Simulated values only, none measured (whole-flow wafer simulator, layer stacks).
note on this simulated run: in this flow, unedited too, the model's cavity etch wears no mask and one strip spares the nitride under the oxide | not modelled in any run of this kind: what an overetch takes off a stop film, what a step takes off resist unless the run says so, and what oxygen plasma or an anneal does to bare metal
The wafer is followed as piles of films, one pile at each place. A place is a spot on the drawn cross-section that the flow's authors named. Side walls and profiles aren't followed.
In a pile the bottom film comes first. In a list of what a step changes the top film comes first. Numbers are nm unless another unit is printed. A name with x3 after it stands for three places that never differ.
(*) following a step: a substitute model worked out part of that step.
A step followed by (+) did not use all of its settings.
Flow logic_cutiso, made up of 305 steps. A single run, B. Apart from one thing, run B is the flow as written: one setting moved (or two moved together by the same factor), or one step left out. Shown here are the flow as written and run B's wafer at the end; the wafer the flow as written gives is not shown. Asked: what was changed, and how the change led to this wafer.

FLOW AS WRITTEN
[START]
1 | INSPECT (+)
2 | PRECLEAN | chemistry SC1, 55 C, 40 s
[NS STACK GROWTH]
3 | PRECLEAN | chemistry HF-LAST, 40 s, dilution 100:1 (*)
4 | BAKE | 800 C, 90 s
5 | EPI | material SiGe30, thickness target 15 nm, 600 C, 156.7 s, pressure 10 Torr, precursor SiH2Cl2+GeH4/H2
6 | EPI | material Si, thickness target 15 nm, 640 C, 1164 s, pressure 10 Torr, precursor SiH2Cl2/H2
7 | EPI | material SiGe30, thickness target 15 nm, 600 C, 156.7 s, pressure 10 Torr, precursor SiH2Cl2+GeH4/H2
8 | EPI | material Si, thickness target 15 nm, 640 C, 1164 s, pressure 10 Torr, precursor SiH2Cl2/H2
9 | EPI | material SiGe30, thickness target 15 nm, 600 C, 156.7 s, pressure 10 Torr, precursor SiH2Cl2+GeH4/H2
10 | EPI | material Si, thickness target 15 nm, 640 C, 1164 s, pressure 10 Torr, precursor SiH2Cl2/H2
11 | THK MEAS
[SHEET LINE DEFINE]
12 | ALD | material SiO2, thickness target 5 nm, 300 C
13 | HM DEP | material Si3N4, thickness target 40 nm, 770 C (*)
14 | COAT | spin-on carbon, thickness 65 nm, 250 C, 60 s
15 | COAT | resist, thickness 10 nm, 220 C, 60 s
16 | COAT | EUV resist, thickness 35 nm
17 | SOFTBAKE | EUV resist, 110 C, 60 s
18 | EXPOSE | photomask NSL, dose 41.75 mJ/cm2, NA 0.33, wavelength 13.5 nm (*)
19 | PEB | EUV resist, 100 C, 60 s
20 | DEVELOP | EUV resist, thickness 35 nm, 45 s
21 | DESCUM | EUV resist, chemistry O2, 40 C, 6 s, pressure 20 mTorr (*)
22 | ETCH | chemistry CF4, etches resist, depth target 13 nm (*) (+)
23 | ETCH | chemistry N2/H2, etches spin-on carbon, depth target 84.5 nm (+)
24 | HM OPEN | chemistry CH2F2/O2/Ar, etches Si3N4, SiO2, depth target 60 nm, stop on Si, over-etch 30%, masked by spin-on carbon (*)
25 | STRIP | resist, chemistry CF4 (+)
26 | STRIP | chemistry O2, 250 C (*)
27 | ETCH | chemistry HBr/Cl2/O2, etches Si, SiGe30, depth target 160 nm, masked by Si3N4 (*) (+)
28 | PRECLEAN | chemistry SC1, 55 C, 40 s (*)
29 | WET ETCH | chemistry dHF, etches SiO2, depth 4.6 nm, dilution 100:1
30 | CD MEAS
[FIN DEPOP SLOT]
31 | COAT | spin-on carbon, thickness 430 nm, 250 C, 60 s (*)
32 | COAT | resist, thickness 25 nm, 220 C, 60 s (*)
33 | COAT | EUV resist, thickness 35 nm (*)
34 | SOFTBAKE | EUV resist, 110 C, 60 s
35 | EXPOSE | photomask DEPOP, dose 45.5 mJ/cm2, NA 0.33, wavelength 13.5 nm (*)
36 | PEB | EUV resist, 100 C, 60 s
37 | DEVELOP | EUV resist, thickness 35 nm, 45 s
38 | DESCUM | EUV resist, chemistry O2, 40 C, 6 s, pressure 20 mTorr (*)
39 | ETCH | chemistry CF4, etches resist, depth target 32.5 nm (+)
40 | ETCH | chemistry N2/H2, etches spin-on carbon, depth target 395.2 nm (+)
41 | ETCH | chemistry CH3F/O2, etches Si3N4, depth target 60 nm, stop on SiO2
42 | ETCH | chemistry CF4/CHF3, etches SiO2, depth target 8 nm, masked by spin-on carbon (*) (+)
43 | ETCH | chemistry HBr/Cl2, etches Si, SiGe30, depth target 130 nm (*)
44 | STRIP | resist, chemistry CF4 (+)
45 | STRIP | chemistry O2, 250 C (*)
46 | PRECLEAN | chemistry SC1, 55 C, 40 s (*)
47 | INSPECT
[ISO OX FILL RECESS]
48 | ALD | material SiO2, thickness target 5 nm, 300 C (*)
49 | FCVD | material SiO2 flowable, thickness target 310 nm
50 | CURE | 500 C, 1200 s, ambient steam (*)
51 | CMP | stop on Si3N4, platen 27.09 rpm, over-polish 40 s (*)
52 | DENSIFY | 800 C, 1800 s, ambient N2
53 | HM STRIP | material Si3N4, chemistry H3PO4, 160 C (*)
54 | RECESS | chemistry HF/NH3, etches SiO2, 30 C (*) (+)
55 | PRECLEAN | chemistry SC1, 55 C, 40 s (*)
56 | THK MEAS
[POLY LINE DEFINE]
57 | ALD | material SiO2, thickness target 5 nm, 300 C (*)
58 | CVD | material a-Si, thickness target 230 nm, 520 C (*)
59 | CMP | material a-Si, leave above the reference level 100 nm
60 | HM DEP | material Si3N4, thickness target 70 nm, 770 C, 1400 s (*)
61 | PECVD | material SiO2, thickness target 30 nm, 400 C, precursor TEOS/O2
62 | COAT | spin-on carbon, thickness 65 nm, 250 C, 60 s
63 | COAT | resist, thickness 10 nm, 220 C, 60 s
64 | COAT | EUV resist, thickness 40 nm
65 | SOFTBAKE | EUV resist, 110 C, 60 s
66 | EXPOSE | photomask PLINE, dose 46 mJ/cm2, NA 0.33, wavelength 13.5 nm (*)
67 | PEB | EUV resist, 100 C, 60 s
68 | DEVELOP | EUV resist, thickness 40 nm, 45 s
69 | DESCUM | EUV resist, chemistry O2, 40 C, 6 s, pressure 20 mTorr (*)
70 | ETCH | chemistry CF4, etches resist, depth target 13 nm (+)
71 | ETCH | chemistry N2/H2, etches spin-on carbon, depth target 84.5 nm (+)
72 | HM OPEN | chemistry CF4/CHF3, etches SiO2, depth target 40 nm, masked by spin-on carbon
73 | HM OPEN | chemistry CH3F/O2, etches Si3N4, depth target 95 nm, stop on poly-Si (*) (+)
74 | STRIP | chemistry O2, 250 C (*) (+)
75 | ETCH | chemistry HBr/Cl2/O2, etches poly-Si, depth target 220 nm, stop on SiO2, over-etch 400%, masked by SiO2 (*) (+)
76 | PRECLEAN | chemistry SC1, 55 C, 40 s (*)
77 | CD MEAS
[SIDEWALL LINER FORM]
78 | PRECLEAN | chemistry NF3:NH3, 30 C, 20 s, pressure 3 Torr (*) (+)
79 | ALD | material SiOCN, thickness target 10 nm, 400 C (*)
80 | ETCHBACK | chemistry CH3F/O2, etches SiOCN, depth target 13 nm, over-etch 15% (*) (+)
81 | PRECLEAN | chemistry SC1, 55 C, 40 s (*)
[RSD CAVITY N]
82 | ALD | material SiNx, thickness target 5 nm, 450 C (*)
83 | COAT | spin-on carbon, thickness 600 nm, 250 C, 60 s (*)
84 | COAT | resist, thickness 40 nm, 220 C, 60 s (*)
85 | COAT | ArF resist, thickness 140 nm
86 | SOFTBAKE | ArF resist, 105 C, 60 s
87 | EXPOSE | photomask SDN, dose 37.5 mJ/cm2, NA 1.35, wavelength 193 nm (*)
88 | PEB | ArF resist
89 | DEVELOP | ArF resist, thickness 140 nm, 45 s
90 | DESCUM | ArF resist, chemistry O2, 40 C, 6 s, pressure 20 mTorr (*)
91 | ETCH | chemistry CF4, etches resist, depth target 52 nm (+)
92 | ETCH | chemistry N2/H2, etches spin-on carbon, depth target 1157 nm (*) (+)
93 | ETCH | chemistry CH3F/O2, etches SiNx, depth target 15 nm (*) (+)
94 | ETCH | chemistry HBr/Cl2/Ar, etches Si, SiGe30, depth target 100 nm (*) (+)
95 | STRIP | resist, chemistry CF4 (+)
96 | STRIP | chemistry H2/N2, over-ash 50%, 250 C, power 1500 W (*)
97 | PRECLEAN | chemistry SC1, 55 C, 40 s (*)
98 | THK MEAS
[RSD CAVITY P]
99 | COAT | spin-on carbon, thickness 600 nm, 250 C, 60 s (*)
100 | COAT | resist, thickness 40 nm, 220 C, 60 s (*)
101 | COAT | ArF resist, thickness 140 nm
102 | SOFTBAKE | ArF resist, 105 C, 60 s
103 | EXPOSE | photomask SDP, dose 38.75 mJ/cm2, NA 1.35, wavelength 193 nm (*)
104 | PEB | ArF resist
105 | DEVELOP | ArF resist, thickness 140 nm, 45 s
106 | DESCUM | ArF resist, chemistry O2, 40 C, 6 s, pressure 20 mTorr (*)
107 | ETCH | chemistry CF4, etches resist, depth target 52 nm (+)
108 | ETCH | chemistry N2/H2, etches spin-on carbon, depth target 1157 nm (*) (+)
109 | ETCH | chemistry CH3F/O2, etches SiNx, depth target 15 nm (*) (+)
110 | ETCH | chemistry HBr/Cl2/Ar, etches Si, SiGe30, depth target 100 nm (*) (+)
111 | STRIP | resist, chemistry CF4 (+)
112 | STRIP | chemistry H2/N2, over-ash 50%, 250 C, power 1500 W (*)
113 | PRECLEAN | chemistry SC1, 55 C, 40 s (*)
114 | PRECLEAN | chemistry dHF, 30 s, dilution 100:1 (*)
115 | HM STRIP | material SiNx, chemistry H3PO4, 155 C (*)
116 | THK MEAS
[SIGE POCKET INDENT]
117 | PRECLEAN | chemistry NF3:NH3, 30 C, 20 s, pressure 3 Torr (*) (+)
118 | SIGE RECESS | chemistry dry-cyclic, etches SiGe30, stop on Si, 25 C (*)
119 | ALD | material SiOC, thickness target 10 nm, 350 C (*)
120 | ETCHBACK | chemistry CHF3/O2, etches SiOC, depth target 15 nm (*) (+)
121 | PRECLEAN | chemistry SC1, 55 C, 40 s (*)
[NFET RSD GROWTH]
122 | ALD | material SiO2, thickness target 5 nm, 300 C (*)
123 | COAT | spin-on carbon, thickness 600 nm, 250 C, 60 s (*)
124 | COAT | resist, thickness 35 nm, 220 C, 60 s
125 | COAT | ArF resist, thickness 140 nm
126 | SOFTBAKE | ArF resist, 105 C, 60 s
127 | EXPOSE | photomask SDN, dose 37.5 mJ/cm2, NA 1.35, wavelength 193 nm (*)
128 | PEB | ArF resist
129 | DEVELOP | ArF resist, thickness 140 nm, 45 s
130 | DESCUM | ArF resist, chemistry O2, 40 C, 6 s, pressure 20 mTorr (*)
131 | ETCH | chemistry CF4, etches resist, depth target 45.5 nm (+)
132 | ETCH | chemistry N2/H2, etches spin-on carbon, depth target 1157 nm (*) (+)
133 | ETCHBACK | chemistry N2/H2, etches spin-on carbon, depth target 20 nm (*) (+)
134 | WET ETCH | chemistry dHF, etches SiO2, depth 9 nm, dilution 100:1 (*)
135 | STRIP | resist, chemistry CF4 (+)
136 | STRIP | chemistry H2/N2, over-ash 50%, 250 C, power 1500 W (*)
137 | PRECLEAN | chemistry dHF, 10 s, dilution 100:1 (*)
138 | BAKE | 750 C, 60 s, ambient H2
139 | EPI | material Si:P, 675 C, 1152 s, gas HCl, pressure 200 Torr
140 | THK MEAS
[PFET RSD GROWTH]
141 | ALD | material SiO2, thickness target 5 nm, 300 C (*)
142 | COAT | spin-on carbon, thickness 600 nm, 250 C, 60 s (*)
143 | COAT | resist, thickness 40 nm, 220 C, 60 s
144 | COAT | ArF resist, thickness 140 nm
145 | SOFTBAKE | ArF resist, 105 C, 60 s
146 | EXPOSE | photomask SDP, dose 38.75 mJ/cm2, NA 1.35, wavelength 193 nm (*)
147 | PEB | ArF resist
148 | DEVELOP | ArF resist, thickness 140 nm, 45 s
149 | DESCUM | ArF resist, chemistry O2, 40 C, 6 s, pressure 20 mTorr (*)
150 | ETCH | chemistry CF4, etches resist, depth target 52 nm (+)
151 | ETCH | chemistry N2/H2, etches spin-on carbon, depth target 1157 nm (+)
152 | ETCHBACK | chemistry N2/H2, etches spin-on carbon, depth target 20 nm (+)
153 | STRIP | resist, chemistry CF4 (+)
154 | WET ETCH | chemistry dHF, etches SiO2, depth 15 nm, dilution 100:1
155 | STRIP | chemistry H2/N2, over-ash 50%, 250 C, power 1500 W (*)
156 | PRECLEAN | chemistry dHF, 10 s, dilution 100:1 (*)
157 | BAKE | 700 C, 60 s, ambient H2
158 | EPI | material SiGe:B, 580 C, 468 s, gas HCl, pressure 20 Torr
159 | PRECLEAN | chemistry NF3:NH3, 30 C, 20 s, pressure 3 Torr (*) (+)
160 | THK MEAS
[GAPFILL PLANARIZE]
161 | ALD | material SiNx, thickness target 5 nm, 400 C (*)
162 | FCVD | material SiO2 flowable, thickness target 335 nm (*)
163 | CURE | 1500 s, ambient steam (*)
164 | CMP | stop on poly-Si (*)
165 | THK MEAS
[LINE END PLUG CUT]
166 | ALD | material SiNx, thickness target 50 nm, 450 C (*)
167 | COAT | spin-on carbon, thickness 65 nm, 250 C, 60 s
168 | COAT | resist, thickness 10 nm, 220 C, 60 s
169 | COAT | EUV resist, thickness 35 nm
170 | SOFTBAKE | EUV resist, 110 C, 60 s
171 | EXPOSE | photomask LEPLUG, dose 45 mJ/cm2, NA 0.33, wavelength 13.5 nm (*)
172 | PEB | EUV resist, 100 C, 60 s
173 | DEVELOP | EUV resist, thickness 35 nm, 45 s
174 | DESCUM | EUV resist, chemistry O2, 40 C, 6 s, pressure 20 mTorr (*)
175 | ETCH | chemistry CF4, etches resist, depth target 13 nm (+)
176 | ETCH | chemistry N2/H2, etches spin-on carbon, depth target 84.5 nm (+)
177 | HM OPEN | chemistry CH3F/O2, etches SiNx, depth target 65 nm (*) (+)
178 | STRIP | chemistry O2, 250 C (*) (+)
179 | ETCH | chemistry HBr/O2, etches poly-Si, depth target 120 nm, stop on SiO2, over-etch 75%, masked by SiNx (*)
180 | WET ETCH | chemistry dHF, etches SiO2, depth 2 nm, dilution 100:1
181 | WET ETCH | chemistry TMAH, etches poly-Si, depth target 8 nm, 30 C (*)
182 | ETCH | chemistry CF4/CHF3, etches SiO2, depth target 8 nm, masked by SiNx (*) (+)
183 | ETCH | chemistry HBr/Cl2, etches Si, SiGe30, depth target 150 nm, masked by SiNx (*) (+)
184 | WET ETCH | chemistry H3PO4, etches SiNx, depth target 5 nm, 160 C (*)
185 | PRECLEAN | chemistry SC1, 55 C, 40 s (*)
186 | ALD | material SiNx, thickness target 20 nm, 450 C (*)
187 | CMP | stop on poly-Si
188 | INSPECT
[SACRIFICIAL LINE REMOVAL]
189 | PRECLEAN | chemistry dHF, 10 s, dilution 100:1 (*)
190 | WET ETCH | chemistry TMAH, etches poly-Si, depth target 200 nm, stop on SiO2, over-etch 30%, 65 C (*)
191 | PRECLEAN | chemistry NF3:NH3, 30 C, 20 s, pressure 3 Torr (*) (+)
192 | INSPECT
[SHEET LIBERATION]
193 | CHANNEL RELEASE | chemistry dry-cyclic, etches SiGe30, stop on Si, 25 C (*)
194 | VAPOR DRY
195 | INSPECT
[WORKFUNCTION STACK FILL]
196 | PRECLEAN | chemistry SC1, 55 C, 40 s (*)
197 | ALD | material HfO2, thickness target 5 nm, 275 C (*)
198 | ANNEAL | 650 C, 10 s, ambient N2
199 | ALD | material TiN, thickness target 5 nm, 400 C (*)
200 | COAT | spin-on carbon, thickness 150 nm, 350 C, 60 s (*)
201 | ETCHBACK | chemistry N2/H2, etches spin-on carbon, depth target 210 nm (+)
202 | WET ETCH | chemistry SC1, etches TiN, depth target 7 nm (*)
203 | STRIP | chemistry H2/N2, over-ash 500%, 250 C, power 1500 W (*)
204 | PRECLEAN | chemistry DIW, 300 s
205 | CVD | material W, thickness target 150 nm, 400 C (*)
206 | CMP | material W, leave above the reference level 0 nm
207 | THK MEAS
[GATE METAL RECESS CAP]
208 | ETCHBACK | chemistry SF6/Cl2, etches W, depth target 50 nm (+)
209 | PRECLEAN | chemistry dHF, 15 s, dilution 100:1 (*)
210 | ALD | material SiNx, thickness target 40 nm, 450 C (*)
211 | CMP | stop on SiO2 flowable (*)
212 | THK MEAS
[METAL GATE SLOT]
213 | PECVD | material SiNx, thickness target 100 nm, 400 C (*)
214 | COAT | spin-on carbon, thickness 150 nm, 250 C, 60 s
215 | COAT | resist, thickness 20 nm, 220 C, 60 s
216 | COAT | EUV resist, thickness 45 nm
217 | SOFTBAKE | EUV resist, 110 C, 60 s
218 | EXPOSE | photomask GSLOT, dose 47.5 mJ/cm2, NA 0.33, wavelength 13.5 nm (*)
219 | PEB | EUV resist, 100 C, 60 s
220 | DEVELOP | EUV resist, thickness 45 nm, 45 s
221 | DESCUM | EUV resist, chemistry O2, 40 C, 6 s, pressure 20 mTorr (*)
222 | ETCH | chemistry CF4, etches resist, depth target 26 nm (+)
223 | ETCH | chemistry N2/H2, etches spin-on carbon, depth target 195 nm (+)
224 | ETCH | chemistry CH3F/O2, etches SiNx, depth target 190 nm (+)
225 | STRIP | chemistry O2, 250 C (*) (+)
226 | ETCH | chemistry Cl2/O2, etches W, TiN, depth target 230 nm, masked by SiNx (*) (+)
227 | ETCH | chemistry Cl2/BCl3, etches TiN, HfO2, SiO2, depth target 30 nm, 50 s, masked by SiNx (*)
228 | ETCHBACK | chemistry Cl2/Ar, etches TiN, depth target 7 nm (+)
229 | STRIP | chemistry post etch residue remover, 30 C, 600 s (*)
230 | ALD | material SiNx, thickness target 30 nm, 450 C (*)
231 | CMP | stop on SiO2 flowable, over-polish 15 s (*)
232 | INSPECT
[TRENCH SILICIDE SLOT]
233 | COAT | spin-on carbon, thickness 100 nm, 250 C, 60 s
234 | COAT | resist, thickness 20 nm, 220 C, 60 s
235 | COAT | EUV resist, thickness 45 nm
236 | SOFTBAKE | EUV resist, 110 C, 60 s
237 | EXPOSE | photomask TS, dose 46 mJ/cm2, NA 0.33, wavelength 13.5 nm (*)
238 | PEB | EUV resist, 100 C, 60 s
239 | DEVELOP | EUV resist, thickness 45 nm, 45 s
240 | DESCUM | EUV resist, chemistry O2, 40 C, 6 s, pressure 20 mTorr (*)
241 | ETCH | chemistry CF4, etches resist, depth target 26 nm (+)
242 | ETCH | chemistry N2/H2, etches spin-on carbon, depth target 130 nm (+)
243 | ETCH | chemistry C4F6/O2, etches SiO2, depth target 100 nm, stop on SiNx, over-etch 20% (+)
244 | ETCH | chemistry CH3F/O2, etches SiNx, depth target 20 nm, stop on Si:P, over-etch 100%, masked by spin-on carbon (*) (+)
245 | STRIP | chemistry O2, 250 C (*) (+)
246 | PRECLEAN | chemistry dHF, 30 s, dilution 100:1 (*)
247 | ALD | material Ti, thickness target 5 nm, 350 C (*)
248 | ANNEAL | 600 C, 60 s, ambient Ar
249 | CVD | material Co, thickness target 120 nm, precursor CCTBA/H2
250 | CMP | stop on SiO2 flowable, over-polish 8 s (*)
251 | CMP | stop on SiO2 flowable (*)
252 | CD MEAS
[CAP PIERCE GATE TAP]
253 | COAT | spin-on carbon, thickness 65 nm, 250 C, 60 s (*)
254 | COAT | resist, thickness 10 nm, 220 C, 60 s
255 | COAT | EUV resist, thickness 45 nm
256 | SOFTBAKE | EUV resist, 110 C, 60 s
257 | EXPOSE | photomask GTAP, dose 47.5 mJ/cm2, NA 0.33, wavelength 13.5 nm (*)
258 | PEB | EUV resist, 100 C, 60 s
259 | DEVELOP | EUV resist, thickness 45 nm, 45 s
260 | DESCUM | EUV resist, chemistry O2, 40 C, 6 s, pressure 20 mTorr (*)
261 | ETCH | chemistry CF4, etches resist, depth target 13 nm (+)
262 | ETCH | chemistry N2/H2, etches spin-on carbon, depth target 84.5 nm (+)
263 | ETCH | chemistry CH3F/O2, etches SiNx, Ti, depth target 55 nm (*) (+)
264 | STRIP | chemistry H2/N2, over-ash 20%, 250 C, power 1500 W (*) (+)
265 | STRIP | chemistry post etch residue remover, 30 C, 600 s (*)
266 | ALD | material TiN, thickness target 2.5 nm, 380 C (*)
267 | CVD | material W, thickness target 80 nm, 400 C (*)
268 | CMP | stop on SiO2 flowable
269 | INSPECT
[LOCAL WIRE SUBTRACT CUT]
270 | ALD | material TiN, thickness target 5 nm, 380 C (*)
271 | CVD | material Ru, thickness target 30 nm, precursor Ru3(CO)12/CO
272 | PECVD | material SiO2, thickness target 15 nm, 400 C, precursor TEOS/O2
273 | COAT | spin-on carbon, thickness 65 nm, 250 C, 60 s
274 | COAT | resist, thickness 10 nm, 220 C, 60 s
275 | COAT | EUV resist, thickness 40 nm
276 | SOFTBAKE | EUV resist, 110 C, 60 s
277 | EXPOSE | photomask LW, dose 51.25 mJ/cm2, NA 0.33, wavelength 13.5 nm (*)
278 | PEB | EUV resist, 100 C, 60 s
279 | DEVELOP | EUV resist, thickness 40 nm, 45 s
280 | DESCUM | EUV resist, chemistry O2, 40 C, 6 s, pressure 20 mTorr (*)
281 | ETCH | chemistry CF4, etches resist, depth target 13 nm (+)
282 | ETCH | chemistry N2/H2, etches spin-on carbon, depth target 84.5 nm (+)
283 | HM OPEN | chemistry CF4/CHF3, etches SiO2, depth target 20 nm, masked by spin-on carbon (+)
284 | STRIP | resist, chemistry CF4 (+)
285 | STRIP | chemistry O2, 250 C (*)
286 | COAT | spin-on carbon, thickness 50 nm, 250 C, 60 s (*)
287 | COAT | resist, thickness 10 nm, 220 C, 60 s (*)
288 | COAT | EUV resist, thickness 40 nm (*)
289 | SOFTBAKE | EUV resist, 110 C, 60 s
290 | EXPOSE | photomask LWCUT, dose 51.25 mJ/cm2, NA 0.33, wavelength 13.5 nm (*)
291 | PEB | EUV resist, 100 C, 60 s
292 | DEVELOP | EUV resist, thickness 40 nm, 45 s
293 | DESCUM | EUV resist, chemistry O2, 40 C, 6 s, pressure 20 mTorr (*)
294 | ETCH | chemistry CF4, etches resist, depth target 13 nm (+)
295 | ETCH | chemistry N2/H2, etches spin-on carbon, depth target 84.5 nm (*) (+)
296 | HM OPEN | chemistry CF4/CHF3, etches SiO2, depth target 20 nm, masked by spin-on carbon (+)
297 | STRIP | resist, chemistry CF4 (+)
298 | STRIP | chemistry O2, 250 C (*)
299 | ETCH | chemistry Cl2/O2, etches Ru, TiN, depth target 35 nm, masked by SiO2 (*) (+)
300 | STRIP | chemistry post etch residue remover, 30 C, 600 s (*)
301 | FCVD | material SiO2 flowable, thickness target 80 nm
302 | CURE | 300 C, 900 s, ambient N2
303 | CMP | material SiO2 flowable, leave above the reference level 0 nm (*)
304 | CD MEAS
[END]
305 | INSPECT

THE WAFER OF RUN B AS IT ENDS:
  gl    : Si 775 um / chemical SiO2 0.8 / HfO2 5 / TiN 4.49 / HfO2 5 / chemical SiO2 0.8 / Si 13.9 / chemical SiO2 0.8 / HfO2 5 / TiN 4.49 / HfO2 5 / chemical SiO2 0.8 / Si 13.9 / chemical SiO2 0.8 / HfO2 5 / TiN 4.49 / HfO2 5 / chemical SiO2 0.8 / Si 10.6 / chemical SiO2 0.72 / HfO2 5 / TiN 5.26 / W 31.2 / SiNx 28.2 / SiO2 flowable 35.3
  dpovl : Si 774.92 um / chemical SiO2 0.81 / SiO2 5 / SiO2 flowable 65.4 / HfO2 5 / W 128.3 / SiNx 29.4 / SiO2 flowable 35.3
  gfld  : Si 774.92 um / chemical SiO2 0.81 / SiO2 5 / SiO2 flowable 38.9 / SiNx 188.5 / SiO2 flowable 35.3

The reason: step 10, EPI: 989.7 s was run, while the flow as written has 1164 s.

Step by step, how the change led to this:
  10 | EPI | material Si, thickness target 15 nm, 640 C, 1164 s, pressure 10 Torr, precursor SiH2Cl2/H2
      depop, dpovl, gfld and 19 more: Si gains 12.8 (new film) (as written it would have been: Si gains 15 (new film))
  27 | ETCH | chemistry HBr/Cl2/O2, etches Si, SiGe30, depth target 160 nm, masked by Si3N4 (*) (+)
      gfld, gxf, iso, lnri: chemical SiO2 loses 0.79 (all of it), Si loses 9.1 (all of it), SiGe30 loses 15 (all of it), Si loses 15 (all of it), SiGe30 loses 15 (all of it), Si loses 15 (all of it), SiGe30 loses 15 (all of it), Si loses 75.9 (as written it would have been: chemical SiO2 loses 0.79 (all of it), Si loses 11.4 (all of it), SiGe30 loses 15 (all of it), Si loses 15 (all of it), SiGe30 loses 15 (all of it), Si loses 15 (all of it), SiGe30 loses 15 (all of it), Si loses 73.6)
      dpovl, nsgap: chemical SiO2 loses 0.79 (all of it), Si loses 9.5 (all of it), SiGe30 loses 15 (all of it), Si loses 15 (all of it), SiGe30 loses 15 (all of it), Si loses 15 (all of it), SiGe30 loses 15 (all of it), Si loses 75.5 (as written it would have been: chemical SiO2 loses 0.79 (all of it), Si loses 11.8 (all of it), SiGe30 loses 15 (all of it), Si loses 15 (all of it), SiGe30 loses 15 (all of it), Si loses 15 (all of it), SiGe30 loses 15 (all of it), Si loses 73.2)
      (as well as at 1 more place)
  43 | ETCH | chemistry HBr/Cl2, etches Si, SiGe30, depth target 130 nm (*)
      depop: Si loses 11.8 (all of it), SiGe30 loses 15 (all of it), Si loses 15 (all of it), SiGe30 loses 15 (all of it), Si loses 15 (all of it), SiGe30 loses 15 (all of it), Si loses 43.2 (as written it would have been: Si loses 14 (all of it), SiGe30 loses 15 (all of it), Si loses 15 (all of it), SiGe30 loses 15 (all of it), Si loses 15 (all of it), SiGe30 loses 15 (all of it), Si loses 41)
  94 | ETCH | chemistry HBr/Cl2/Ar, etches Si, SiGe30, depth target 100 nm (*) (+)
      rsdn, rsdx: chemical SiO2 loses 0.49 (all of it), Si loses 10.6 (all of it), SiGe30 loses 15 (all of it), Si loses 15 (all of it), SiGe30 loses 15 (all of it), Si loses 15 (all of it), SiGe30 loses 15 (all of it), Si loses 14.4 (as written it would have been: chemical SiO2 loses 0.49 (all of it), Si loses 12.8 (all of it), SiGe30 loses 15 (all of it), Si loses 15 (all of it), SiGe30 loses 15 (all of it), Si loses 15 (all of it), SiGe30 loses 15 (all of it), Si loses 12.2)
  110 | ETCH | chemistry HBr/Cl2/Ar, etches Si, SiGe30, depth target 100 nm (*) (+)
      rsdp, rsdw: chemical SiO2 loses 0.49 (all of it), Si loses 10.6 (all of it), SiGe30 loses 15 (all of it), Si loses 15 (all of it), SiGe30 loses 15 (all of it), Si loses 15 (all of it), SiGe30 loses 15 (all of it), Si loses 14.4 (as written it would have been: chemical SiO2 loses 0.49 (all of it), Si loses 12.8 (all of it), SiGe30 loses 15 (all of it), Si loses 15 (all of it), SiGe30 loses 15 (all of it), Si loses 15 (all of it), SiGe30 loses 15 (all of it), Si loses 12.2)
  183 | ETCH | chemistry HBr/Cl2, etches Si, SiGe30, depth target 150 nm, masked by SiNx (*) (+)
      plug: Si loses 11.3 (all of it), SiGe30 loses 15 (all of it), Si loses 15 (all of it), SiGe30 loses 15 (all of it), Si loses 15 (all of it), SiGe30 loses 15 (all of it), Si loses 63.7 (as written it would have been: Si loses 13.6 (all of it), SiGe30 loses 15 (all of it), Si loses 15 (all of it), SiGe30 loses 15 (all of it), Si loses 15 (all of it), SiGe30 loses 15 (all of it), Si loses 61.4)
